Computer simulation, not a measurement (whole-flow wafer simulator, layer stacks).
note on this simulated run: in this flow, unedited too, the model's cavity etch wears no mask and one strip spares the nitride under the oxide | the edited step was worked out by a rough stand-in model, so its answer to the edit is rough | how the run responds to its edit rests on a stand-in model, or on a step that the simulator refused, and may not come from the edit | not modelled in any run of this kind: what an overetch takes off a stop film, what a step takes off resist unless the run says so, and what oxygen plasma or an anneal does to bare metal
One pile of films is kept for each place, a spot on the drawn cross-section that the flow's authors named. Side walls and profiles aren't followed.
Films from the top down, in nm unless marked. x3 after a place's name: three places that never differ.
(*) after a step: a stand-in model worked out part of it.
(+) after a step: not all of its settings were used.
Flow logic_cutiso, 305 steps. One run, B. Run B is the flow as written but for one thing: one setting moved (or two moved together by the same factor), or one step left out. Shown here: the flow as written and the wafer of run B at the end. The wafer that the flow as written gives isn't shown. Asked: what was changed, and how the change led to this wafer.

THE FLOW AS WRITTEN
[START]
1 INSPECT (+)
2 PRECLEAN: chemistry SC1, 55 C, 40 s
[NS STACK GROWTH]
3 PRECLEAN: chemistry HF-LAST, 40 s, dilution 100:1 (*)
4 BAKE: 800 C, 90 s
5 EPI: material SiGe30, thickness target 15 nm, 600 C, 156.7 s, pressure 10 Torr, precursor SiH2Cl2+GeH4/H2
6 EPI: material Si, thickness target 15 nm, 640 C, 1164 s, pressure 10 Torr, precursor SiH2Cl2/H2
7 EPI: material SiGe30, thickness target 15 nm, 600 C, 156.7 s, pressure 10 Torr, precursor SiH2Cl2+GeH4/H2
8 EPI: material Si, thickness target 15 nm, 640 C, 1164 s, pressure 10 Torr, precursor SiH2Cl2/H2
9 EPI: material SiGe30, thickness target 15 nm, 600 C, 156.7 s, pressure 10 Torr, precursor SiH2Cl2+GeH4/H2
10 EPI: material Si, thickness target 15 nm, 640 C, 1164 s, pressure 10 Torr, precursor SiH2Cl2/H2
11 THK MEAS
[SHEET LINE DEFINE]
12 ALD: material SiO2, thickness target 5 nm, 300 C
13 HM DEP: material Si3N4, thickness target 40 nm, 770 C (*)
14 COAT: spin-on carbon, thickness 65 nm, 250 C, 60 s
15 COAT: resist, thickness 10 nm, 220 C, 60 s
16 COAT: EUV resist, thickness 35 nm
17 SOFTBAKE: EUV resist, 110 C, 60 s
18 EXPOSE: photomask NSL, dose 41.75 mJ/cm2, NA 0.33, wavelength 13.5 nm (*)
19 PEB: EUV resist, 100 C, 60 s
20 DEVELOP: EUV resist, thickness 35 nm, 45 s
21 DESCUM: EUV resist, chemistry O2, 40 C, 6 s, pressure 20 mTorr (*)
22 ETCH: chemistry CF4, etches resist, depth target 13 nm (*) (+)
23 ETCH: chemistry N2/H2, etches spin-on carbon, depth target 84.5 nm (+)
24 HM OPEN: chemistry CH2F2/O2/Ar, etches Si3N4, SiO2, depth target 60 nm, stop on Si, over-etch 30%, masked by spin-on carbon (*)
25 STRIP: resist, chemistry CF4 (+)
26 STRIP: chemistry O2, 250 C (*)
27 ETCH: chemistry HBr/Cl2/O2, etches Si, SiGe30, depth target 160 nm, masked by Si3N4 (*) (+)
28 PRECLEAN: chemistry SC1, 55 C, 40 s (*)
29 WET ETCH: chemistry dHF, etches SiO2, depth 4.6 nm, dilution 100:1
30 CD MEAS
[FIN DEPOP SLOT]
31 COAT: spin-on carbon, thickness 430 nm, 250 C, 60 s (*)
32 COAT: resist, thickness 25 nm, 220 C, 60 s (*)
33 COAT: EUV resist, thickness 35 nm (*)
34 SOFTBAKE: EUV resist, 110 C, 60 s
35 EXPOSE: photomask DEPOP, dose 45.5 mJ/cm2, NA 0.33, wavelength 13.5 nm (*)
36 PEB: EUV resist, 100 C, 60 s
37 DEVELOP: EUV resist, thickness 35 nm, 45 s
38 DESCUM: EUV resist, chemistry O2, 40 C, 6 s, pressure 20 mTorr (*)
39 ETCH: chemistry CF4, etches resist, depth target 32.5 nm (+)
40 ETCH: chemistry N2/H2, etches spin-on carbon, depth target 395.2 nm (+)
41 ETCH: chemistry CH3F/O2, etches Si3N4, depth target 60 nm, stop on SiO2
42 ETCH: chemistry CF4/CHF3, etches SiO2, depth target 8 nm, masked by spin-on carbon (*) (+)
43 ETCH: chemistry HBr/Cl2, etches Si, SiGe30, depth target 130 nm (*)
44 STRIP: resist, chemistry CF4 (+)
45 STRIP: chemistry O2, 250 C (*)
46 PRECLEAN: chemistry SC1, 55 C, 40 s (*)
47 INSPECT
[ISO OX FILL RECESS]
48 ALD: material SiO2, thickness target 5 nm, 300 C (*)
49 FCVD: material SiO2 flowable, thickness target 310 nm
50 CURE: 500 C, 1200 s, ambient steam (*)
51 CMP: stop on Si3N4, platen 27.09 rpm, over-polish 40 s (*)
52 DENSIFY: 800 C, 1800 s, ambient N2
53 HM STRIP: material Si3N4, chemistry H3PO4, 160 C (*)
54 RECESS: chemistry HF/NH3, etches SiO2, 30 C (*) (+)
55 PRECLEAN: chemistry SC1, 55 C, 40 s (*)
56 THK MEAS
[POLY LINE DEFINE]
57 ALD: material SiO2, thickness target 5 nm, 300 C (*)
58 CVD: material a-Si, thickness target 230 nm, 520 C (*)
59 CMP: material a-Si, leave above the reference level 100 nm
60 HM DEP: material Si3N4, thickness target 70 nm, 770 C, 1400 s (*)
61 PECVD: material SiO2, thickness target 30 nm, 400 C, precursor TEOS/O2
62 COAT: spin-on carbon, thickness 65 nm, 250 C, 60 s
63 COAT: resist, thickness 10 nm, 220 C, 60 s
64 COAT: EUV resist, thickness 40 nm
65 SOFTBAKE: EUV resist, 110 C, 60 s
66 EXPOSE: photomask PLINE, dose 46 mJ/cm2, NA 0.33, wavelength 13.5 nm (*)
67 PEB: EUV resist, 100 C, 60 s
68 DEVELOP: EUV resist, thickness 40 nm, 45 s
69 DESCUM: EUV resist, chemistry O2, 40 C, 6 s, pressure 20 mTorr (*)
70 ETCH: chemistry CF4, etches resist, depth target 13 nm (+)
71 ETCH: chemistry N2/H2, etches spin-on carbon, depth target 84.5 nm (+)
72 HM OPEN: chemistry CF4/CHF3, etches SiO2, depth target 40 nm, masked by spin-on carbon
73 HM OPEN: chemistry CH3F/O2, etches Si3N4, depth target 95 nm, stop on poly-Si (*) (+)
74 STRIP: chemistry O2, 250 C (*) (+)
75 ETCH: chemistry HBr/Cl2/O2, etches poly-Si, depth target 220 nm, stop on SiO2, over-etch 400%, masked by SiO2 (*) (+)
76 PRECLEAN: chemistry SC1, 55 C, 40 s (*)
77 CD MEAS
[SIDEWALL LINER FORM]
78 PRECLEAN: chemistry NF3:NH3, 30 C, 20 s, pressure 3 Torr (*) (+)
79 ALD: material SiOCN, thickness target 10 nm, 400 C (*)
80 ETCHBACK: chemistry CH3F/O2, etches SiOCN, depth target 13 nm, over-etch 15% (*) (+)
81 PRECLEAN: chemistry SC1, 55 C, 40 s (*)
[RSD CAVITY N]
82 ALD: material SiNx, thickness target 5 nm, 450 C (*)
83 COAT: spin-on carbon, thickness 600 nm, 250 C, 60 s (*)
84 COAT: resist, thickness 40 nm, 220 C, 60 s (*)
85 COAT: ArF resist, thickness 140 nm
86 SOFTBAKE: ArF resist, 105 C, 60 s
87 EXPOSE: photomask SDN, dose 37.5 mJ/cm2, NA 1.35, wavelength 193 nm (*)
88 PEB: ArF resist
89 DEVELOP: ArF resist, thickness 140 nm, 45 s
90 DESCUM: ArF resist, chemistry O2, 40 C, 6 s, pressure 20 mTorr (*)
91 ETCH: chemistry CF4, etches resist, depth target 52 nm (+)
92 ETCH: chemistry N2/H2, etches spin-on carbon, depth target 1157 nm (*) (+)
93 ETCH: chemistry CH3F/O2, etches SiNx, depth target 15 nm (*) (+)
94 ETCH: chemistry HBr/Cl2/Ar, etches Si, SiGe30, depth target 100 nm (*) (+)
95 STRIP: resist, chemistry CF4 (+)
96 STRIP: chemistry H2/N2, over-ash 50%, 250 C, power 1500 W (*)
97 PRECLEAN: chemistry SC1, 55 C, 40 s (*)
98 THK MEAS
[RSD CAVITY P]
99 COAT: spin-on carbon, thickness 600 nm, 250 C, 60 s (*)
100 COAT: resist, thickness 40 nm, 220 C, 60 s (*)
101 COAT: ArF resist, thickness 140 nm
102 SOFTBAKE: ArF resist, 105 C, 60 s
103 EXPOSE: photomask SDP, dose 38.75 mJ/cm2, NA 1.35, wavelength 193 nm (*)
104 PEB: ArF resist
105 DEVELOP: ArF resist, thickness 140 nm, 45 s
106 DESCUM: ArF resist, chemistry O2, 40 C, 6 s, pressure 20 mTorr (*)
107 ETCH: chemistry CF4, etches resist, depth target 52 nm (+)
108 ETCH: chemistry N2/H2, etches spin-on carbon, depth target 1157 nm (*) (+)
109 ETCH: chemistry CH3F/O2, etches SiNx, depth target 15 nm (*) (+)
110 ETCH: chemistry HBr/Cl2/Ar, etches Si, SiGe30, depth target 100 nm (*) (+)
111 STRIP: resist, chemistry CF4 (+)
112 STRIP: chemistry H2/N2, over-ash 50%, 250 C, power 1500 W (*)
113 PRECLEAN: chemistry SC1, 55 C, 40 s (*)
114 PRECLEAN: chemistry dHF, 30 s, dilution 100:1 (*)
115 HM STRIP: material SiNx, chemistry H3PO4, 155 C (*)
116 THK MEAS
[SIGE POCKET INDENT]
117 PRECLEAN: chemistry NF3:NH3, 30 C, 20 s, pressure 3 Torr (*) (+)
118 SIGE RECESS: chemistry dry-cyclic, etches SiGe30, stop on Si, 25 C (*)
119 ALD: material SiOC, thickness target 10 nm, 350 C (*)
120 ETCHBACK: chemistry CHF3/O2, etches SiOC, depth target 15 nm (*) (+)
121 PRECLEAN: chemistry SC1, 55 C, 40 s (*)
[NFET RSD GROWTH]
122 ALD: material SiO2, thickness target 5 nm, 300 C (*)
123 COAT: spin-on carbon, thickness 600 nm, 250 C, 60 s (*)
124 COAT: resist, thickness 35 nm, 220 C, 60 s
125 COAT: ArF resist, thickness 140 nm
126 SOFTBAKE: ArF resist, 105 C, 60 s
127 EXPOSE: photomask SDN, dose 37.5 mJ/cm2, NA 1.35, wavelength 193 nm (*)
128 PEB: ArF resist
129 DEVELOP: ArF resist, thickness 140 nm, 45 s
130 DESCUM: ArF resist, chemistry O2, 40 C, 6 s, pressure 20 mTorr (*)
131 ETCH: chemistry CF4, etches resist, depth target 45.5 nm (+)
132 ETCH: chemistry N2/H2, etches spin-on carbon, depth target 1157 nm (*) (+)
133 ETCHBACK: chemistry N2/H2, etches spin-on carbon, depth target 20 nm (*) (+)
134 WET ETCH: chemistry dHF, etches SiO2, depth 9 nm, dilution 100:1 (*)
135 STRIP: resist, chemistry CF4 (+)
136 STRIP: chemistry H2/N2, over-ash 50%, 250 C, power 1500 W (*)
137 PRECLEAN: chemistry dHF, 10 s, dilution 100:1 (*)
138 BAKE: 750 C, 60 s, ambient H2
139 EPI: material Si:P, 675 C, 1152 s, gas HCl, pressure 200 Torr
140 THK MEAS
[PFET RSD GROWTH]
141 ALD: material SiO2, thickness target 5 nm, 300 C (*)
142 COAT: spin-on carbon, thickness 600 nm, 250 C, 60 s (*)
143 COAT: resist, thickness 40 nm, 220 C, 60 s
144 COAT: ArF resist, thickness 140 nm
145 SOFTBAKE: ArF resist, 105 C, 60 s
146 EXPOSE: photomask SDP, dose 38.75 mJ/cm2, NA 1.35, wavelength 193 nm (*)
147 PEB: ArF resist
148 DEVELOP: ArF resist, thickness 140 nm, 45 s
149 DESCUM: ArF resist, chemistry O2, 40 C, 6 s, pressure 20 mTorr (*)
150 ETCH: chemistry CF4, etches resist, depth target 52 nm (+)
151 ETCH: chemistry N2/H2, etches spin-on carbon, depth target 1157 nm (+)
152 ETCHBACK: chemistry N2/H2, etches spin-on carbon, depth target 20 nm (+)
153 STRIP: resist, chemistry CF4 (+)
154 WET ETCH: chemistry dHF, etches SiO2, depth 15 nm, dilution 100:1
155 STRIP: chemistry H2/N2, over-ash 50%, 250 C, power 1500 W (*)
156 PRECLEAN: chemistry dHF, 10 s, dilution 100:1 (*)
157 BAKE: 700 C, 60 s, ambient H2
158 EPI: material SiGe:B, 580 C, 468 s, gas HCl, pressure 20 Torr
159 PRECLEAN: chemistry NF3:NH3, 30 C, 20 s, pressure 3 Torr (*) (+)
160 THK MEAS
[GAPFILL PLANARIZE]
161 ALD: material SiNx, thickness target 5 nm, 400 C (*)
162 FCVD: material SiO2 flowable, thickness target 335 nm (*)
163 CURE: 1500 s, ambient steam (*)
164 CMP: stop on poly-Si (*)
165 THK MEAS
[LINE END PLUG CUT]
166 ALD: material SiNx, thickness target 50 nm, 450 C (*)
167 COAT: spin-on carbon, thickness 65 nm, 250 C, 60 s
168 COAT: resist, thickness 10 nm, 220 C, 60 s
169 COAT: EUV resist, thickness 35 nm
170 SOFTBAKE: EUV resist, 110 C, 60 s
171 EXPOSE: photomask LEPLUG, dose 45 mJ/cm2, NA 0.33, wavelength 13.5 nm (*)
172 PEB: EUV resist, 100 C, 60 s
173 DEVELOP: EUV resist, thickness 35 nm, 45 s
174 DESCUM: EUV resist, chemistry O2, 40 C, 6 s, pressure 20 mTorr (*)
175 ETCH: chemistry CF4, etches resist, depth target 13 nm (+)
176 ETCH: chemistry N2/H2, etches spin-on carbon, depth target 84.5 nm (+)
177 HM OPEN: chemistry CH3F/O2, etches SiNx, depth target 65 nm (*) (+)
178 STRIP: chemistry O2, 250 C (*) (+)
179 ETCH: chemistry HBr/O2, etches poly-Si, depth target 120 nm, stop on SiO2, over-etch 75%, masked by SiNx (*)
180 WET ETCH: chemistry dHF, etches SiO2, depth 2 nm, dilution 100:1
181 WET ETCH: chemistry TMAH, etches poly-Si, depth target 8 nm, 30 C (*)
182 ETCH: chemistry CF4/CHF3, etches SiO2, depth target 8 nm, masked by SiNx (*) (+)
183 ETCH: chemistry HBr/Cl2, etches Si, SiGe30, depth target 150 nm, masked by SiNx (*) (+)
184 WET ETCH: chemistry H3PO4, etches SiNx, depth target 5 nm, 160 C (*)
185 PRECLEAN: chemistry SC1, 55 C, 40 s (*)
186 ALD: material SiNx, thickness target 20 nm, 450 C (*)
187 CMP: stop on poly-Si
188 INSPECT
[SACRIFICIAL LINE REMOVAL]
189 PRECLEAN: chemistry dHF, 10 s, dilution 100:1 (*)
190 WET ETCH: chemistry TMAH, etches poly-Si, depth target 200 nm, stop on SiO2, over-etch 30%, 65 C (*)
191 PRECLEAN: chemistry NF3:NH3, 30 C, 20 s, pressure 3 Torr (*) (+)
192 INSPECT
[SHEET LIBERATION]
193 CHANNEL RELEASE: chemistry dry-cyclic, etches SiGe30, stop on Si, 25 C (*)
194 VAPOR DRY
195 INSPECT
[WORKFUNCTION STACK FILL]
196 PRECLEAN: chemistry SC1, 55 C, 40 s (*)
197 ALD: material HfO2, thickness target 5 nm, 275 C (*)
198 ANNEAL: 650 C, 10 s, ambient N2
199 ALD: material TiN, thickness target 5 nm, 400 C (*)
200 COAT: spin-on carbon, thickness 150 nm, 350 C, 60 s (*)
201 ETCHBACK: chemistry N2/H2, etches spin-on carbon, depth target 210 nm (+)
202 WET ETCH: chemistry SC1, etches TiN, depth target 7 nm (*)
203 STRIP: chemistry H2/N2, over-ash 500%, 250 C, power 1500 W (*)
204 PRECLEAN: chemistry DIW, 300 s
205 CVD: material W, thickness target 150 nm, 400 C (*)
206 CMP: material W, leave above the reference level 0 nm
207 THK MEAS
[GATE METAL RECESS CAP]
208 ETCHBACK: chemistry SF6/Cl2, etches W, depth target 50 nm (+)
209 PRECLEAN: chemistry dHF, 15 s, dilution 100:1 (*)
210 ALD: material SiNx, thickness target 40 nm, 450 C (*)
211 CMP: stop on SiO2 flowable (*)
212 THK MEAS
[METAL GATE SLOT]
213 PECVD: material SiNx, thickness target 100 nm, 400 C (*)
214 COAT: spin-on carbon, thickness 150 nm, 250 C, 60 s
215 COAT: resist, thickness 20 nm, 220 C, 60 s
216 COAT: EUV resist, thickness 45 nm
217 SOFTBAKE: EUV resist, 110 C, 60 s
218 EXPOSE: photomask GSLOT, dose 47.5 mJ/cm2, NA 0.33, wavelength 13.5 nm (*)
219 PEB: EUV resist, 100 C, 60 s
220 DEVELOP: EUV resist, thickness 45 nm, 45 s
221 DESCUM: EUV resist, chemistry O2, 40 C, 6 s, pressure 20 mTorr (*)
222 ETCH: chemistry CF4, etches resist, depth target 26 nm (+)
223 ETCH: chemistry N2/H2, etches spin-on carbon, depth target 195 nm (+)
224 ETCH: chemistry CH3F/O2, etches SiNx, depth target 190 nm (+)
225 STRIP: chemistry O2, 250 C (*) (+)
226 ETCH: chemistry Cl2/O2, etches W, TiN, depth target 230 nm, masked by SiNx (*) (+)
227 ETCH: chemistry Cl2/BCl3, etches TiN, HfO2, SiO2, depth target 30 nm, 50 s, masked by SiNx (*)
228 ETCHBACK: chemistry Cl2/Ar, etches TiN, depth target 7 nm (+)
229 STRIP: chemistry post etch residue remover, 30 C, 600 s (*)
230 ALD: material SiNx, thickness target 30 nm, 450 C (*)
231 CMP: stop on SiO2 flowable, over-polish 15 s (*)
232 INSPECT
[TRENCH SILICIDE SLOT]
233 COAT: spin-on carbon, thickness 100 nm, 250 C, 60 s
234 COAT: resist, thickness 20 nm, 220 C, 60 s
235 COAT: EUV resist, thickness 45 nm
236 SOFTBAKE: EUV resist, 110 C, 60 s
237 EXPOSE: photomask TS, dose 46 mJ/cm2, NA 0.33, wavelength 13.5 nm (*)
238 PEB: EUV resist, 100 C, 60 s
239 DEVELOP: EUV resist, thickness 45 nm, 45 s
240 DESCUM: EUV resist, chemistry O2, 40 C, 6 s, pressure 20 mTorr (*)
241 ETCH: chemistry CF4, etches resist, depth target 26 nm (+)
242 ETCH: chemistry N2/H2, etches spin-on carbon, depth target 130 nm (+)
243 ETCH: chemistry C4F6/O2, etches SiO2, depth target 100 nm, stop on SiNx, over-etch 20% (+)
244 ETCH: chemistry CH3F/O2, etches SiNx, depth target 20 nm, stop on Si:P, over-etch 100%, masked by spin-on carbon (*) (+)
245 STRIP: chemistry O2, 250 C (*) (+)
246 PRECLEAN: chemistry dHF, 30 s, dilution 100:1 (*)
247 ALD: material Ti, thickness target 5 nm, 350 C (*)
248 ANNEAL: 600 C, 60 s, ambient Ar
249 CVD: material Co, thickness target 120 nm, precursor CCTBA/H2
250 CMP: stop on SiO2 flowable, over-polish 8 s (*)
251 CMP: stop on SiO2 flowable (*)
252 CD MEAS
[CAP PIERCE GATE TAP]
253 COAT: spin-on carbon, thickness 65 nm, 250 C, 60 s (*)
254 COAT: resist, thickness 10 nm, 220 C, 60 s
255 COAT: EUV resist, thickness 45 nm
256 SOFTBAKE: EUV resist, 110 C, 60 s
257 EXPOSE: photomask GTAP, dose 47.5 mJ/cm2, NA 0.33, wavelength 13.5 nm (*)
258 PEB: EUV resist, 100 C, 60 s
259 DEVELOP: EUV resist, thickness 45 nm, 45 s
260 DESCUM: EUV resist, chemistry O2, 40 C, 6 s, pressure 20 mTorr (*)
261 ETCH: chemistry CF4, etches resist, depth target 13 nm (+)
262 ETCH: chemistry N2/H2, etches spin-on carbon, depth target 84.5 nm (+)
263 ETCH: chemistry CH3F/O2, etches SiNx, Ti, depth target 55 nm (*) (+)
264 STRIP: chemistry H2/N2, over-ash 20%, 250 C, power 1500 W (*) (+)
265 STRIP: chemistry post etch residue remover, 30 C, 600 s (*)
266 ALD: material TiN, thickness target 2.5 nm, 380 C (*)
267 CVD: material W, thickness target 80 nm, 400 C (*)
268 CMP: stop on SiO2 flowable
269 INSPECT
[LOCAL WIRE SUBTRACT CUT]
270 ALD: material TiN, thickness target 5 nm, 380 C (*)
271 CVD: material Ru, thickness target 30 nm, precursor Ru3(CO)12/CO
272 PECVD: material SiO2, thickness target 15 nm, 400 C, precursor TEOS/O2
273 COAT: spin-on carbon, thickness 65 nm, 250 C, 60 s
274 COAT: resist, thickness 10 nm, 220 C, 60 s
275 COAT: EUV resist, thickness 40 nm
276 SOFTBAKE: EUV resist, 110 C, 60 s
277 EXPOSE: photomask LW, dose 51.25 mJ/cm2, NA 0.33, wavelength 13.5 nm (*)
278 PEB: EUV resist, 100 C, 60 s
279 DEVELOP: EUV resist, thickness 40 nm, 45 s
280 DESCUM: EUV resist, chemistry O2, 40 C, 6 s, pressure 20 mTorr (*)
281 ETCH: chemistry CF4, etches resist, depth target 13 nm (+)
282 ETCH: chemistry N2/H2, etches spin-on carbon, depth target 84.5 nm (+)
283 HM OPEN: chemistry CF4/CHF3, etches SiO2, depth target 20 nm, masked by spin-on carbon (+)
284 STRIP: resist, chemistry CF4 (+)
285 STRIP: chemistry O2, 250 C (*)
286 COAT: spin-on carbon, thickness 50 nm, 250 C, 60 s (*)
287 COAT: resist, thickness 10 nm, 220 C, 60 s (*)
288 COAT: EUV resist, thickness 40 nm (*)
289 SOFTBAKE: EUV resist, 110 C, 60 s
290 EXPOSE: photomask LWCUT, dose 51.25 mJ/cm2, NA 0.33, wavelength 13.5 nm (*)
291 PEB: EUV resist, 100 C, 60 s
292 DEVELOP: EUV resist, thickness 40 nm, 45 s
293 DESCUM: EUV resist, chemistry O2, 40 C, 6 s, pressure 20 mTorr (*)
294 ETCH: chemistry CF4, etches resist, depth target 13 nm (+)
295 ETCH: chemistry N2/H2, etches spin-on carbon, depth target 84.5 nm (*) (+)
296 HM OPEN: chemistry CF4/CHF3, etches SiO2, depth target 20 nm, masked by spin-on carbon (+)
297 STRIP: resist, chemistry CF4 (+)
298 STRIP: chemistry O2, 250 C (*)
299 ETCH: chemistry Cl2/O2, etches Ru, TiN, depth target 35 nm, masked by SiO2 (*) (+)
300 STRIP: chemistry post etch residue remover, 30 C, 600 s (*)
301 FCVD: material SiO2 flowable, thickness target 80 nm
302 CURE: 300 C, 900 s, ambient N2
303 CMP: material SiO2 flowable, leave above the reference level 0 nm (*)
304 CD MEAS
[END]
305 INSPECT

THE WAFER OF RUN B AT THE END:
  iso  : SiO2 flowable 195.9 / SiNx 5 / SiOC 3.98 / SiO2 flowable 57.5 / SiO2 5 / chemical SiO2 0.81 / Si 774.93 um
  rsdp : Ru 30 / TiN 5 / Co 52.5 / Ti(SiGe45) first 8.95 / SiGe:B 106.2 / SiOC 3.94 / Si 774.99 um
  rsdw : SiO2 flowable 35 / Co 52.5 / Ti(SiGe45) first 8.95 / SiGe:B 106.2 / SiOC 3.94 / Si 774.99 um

The cause: step 120, ETCHBACK: depth target 6 nm was run, where the flow has depth target 15 nm.

How the change led to this, step by step:
  120 ETCHBACK: chemistry CHF3/O2, etches SiOC, depth target 15 nm (*) (+)
      depop, dpovl, gfld, gxf, isow, ns, nsgap, plug: SiOC -6 (as written it would be: SiOC -10 (all of it), SiO2 -5)
      lnr, lnri, lnrp, lnrt: SiOC -6 (as written it would be: SiOC -10 (all of it), SiOCN -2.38)
      (and at 10 more places)
  122 ALD: material SiO2, thickness target 5 nm, 300 C (*)
      depop, dpovl, gfld, gxf, isow, ns, nsgap, plug: SiO2 +5 (new film) (as written it would be: SiO2 +5)
      gxn: SiO2 +5 (new film) (as written it would be: SiO2 +6.76 (new film))
      (and at 1 more place)
  123 COAT: spin-on carbon, thickness 600 nm, 250 C, 60 s (*)
      gfld, gxf, plug: spin-on carbon +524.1 (new film) (as written it would be: spin-on carbon +501.8 (new film))
      gl, glp, tap: spin-on carbon +529.5 (new film) (as written it would be: spin-on carbon +507 (new film))
      (and at 11 more places)
  132 ETCH: chemistry N2/H2, etches spin-on carbon, depth target 1157 nm (*) (+)
      gl, tap: spin-on carbon -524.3 (all of it), SiO2 -5 (all of it), SiOC -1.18 (as written it would be: spin-on carbon -501.7 (all of it), SiO2 -5 (all of it), Si3N4 -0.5)
      lnr, lnrt: spin-on carbon -521.5 (all of it), SiO2 -5 (all of it), SiOC -1.25 (as written it would be: spin-on carbon -496.5 (all of it), SiO2 -5 (all of it), SiOCN -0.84)
      (and at 18 more places)
  133 ETCHBACK: chemistry N2/H2, etches spin-on carbon, depth target 20 nm (*) (+)
      gl, tap: SiOC -1.18 (as written it would be: Si3N4 -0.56)
      lnr, lnrt: SiOC -1.18 (as written it would be: SiOCN -0.83)
      (and at 1 more place)
  134 WET ETCH: chemistry dHF, etches SiO2, depth 9 nm, dilution 100:1 (*)
      lnr, lnrt: SiOC -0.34 (as written it would be: SiOCN -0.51)
  135 STRIP: resist, chemistry CF4 (+)
      lnr, lnrt: SiOC -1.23 (all of it) (as written it would be: SiOCN -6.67)
      rsdn, rsdx: SiOC -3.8 (all of it) (as written it would be: nothing)
      (and at 18 more places)
  136 STRIP: chemistry H2/N2, over-ash 50%, 250 C, power 1500 W (*)
      gfld, gxf, plug: spin-on carbon -524.1 (all of it) (as written it would be: spin-on carbon -501.8 (all of it))
      rsdp, rsdw: spin-on carbon -810.8 (all of it) (as written it would be: spin-on carbon -783.2 (all of it))
      (and at 5 more places)
  137 PRECLEAN: chemistry dHF, 10 s, dilution 100:1 (*)
      gl, gxn, tap: SiO2 -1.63 (as written it would be: Si3N4 -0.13)
  141 ALD: material SiO2, thickness target 5 nm, 300 C (*)
      gl, tap: SiO2 +5 (as written it would be: SiO2 +5 (new film))
      gxn: SiO2 +6.57 (as written it would be: SiO2 +10.1 (new film))
  142 COAT: spin-on carbon, thickness 600 nm, 250 C, 60 s (*)
      gfld, gxf, plug: spin-on carbon +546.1 (new film) (as written it would be: spin-on carbon +525.3 (new film))
      gl, tap: spin-on carbon +560.7 (new film) (as written it would be: spin-on carbon +547.8 (new film))
      (and at 12 more places)
  151 ETCH: chemistry N2/H2, etches spin-on carbon, depth target 1157 nm (+)
      depop, dpovl, gfld and 14 more: ArF resist -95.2 (all of it), resist -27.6 (as written it would be: ArF resist -95.2 (all of it), resist -26.7)
      rsdp, rsdw: spin-on carbon -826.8 (all of it) (as written it would be: spin-on carbon -800.8 (all of it))
      (and at 3 more places)
  153 STRIP: resist, chemistry CF4 (+)
      depop, dpovl, gfld and 14 more: resist -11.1 (all of it) (as written it would be: resist -12 (all of it))
      gxp: SiO2 -1.23 (all of it) (as written it would be: SiO2 -3.06 (all of it))
  155 STRIP: chemistry H2/N2, over-ash 50%, 250 C, power 1500 W (*)
      gfld, gxf, plug: spin-on carbon -546.1 (all of it) (as written it would be: spin-on carbon -525.3 (all of it))
      gl, tap: spin-on carbon -560.7 (all of it) (as written it would be: spin-on carbon -547.8 (all of it))
      (and at 7 more places)
  156 PRECLEAN: chemistry dHF, 10 s, dilution 100:1 (*)
      lnrp: SiOC -0.06 (as written it would be: SiOCN -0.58)
  158 EPI: material SiGe:B, 580 C, 468 s, gas HCl, pressure 20 Torr
      rsdp, rsdw: SiGe:B +112.6 (new film) (as written it would be: SiGe:B +116.8 (new film))
  ... 5 more steps ...
  251 CMP: stop on SiO2 flowable (*)
      rsdx: Ti -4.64 (as written it would be: Ti -5 (all of it))
